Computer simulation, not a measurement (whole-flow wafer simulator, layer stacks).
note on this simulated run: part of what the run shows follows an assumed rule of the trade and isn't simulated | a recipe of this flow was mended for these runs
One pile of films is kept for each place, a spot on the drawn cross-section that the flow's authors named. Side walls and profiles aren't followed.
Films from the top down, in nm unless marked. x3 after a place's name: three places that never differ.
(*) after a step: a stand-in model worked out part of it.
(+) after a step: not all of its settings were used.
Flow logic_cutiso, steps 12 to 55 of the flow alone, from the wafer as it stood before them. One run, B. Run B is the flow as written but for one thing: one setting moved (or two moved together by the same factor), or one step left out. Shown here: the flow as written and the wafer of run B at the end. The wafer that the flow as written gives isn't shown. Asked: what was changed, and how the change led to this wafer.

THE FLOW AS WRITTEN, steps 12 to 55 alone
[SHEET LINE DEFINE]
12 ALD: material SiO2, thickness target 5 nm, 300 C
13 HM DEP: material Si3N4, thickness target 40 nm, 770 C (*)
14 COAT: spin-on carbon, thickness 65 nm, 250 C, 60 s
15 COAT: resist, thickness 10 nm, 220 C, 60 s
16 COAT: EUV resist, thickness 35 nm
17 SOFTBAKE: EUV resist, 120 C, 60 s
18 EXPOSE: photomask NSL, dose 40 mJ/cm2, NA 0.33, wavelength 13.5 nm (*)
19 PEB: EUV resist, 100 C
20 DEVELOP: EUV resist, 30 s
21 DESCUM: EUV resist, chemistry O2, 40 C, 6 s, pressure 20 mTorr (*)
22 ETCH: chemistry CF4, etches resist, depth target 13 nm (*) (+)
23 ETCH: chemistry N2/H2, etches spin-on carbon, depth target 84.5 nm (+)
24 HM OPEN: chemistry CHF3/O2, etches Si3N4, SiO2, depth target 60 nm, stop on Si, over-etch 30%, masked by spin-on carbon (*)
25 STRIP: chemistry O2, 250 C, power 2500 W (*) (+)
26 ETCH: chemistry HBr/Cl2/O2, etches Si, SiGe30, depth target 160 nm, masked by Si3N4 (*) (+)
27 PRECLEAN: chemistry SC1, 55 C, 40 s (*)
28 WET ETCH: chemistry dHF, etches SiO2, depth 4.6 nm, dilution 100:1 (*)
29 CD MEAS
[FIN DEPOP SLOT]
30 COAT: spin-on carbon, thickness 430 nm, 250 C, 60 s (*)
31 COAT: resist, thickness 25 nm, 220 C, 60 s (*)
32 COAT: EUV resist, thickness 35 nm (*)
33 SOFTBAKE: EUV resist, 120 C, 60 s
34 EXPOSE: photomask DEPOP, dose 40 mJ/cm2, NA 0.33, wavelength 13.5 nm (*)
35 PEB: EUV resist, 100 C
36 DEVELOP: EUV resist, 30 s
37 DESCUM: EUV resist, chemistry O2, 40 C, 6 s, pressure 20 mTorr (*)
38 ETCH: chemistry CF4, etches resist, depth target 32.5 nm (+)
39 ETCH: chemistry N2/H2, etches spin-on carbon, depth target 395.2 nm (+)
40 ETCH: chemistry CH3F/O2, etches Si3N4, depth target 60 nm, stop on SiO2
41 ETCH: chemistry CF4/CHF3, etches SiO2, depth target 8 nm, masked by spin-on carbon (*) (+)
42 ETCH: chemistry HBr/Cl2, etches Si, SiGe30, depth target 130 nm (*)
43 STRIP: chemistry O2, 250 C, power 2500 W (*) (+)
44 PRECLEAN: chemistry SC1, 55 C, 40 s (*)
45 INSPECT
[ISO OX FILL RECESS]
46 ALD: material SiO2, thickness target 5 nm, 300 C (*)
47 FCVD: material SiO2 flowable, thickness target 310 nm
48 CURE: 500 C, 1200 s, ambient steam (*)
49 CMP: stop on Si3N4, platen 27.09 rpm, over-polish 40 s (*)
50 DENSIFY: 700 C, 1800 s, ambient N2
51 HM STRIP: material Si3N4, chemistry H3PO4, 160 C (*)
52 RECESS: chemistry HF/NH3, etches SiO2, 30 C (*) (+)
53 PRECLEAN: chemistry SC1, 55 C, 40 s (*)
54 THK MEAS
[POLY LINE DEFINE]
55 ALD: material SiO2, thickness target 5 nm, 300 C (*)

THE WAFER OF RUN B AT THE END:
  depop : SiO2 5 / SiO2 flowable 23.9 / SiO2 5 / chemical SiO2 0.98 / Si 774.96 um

The cause: step 41, ETCH: depth target 4.5 nm was run, where the flow has depth target 8 nm.

How the change led to this, step by step:
  41 ETCH: chemistry CF4/CHF3, etches SiO2, depth target 8 nm, masked by spin-on carbon (*) (+)
      depop: SiO2 -4.5 (as written it would be: SiO2 -4.92 (all of it), Si -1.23)
      gfld: resist -4.5 (as written it would be: resist -7.79 (all of it), spin-on carbon -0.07)
      (and at 20 more places)
  42 ETCH: chemistry HBr/Cl2, etches Si, SiGe30, depth target 130 nm (*)
      depop: SiO2 -0.42 (all of it), Si -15 (all of it), SiGe30 -15 (all of it), Si -15 (all of it), SiGe30 -15 (all of it), Si -15 (all of it), SiGe30 -15 (all of it), Si -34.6 (as written it would be: Si -13.8 (all of it), SiGe30 -15 (all of it), Si -15 (all of it), SiGe30 -15 (all of it), Si -15 (all of it), SiGe30 -15 (all of it), Si -41.2)
      gfld: resist -3.29 (all of it), spin-on carbon -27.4 (as written it would be: spin-on carbon -32)
      (and at 19 more places)
